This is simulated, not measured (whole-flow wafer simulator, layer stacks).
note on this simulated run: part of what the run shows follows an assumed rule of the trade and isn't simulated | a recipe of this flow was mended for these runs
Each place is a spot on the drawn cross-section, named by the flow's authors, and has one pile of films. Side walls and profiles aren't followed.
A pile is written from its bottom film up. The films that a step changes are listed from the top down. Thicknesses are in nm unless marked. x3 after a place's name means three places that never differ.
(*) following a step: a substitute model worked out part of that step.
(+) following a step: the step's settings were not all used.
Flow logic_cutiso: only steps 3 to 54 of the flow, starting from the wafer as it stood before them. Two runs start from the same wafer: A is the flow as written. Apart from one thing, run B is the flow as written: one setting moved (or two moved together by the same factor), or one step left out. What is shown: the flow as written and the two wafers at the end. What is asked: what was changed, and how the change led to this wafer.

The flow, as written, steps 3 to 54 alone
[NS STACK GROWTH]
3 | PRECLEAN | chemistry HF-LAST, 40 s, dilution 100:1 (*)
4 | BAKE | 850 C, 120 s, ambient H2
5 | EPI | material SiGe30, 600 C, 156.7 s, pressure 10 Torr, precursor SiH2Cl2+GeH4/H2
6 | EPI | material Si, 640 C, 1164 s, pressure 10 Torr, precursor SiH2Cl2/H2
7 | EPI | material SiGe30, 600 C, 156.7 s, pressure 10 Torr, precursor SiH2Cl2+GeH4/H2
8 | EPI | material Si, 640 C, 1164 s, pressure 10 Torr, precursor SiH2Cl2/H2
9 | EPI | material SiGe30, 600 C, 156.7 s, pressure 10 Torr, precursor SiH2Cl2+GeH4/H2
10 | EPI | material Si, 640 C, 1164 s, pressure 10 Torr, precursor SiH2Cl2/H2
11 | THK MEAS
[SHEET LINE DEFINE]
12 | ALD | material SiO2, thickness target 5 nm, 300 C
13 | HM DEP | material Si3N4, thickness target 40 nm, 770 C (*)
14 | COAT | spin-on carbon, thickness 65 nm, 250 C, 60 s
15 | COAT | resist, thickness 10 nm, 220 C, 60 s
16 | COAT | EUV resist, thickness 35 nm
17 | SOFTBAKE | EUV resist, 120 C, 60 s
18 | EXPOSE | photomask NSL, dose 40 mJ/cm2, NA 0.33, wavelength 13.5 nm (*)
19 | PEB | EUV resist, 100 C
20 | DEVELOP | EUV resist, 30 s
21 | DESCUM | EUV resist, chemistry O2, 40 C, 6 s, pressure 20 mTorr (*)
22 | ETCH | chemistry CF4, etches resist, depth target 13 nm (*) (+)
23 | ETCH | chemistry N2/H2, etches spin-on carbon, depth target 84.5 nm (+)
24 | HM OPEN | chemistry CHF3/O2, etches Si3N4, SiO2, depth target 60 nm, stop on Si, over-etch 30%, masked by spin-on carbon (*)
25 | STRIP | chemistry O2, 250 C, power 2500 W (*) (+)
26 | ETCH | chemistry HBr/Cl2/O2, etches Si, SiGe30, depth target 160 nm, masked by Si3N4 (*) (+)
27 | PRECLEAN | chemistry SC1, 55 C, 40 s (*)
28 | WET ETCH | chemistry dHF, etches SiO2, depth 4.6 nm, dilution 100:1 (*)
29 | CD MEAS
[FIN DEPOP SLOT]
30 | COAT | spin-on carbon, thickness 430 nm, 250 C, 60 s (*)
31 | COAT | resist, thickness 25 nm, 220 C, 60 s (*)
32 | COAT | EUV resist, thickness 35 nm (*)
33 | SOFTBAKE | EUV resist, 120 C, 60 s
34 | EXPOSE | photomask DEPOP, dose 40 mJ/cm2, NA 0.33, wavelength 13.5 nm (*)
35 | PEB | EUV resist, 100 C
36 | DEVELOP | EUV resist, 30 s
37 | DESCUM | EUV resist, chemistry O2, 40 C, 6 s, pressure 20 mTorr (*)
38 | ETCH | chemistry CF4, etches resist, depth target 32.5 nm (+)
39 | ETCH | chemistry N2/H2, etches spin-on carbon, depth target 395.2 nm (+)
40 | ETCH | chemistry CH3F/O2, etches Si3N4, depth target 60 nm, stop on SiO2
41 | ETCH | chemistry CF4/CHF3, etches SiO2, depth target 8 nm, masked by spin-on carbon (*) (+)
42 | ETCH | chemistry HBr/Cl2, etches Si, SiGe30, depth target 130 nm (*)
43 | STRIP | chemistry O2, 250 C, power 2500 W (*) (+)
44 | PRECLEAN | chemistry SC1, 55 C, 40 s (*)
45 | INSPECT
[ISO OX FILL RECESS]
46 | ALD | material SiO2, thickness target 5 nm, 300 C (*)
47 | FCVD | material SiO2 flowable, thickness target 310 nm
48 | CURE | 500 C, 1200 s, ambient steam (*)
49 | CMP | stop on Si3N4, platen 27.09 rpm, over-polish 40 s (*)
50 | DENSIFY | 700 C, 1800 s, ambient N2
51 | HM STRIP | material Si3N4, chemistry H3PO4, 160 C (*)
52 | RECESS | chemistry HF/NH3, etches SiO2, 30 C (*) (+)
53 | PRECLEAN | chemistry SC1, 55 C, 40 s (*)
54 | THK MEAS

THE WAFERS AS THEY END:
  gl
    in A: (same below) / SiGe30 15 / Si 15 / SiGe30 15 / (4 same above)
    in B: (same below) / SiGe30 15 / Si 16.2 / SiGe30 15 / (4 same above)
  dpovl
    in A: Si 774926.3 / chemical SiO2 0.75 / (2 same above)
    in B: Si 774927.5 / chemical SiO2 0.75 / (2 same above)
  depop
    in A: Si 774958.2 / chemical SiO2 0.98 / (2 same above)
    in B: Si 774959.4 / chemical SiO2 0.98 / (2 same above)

Cause: step 6, EPI: 1258 s was run, though the flow has 1164 s.

Step by step, how the change led to this:
  6 | EPI | material Si, 640 C, 1164 s, pressure 10 Torr, precursor SiH2Cl2/H2
      depop, dpovl, gfld and 19 more: A +15 Si (new film) | B +16.2 Si (new film)
  26 | ETCH | chemistry HBr/Cl2/O2, etches Si, SiGe30, depth target 160 nm, masked by Si3N4 (*) (+)
      dpovl, gfld, gxf, iso, isow, lnri, nsgap: A -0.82 chemical SiO2 (all of it), -12 Si (all of it), -15 SiGe30 (all of it), -15 Si (all of it), -15 SiGe30 (all of it), -15 Si (all of it), -15 SiGe30 (all of it), -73 Si | B -0.82 chemical SiO2 (all of it), -12 Si (all of it), -15 SiGe30 (all of it), -15 Si (all of it), -15 SiGe30 (all of it), -16.2 Si (all of it), -15 SiGe30 (all of it), -71.8 Si
  42 | ETCH | chemistry HBr/Cl2, etches Si, SiGe30, depth target 130 nm (*)
      depop: A -13.8 Si (all of it), -15 SiGe30 (all of it), -15 Si (all of it), -15 SiGe30 (all of it), -15 Si (all of it), -15 SiGe30 (all of it), -41.2 Si | B -13.8 Si (all of it), -15 SiGe30 (all of it), -15 Si (all of it), -15 SiGe30 (all of it), -16.2 Si (all of it), -15 SiGe30 (all of it), -40 Si
